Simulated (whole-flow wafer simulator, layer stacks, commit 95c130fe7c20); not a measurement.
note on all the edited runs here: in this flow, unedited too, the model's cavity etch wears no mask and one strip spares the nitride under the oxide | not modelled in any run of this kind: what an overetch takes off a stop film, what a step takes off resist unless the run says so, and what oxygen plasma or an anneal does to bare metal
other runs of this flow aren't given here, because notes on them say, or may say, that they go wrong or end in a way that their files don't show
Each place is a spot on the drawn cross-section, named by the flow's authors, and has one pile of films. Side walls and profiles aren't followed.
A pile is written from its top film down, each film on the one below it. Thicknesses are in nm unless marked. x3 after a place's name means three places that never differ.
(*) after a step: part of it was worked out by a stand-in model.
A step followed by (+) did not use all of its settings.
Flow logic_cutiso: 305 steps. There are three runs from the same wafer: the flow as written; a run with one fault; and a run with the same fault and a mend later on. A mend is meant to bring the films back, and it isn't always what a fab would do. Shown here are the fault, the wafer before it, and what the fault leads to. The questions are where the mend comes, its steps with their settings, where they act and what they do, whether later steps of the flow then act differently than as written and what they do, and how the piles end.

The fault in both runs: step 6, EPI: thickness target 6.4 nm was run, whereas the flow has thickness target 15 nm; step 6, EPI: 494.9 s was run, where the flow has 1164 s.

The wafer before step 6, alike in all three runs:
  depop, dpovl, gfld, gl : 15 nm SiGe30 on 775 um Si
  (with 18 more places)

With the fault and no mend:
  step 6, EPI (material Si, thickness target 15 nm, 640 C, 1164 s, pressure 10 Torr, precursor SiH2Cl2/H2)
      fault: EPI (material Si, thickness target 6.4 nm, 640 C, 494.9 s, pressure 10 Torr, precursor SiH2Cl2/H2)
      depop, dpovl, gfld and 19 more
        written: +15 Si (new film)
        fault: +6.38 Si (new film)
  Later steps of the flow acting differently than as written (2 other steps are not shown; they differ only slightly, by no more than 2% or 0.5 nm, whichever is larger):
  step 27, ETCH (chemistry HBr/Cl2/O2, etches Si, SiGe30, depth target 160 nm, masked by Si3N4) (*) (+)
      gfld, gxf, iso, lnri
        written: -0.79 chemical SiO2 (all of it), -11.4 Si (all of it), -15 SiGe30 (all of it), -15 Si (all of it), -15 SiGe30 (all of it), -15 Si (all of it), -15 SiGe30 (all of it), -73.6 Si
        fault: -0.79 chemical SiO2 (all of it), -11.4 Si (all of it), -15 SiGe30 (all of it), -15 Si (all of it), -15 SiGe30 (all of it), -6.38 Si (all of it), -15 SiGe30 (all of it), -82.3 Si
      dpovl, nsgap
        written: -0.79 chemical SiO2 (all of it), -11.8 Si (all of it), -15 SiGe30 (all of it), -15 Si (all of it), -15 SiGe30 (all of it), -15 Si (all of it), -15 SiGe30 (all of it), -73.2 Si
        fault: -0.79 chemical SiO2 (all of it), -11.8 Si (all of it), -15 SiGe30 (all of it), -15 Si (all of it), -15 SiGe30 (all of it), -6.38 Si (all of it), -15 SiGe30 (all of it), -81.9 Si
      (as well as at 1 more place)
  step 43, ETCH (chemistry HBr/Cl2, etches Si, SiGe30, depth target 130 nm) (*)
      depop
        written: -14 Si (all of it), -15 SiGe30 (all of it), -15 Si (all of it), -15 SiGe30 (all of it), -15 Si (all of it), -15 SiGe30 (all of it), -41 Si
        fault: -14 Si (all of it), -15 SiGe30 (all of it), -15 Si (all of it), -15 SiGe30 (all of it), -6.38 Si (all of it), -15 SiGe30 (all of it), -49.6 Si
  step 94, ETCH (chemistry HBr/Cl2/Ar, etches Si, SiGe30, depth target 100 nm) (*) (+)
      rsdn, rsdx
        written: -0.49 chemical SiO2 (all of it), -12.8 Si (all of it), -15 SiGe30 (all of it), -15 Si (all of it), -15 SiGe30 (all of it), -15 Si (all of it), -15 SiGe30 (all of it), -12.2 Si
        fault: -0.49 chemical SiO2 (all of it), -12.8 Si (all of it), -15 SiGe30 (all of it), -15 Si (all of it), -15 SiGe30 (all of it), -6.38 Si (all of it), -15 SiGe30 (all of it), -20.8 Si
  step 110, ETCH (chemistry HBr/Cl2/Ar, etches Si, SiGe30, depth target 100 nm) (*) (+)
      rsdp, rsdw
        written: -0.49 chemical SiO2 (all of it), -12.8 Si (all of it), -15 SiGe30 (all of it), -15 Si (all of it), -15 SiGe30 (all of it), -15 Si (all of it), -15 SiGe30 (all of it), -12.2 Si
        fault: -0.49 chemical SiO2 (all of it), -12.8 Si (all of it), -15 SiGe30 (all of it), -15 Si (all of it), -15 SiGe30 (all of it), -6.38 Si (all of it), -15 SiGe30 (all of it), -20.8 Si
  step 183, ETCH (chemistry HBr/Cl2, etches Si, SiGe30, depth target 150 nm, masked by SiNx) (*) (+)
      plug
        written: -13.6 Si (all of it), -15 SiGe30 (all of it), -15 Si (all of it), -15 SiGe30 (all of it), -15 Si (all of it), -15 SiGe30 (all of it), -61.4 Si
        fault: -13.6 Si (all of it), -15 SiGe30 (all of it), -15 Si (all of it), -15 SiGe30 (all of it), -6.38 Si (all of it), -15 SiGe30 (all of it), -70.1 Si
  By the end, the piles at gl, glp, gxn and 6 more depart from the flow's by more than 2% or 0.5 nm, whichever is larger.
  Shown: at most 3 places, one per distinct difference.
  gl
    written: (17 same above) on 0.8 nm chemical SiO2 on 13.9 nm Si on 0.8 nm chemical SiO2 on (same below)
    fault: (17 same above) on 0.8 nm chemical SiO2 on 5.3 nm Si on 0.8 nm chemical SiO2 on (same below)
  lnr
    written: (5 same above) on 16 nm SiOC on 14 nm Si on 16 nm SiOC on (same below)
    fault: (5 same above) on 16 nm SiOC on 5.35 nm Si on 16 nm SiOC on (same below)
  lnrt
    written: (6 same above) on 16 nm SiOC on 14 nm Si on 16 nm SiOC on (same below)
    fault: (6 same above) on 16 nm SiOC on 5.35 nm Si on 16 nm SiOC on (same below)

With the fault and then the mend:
  The mend follows step 6.
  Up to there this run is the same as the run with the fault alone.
  step 6a, EPI (material Si, thickness target 8.6 nm, 640 C, 667.6 s, pressure 10 Torr, precursor SiH2Cl2/H2) (the flow's step 6 again, with other settings)
      depop, dpovl, gfld and 19 more
        +8.6 Si
  Every later step of the flow that is run acts as written, at every place that is followed, to within 2% or 0.5 nm, whichever is larger.
  By the end, the piles equal the flow's at every place that both follow.
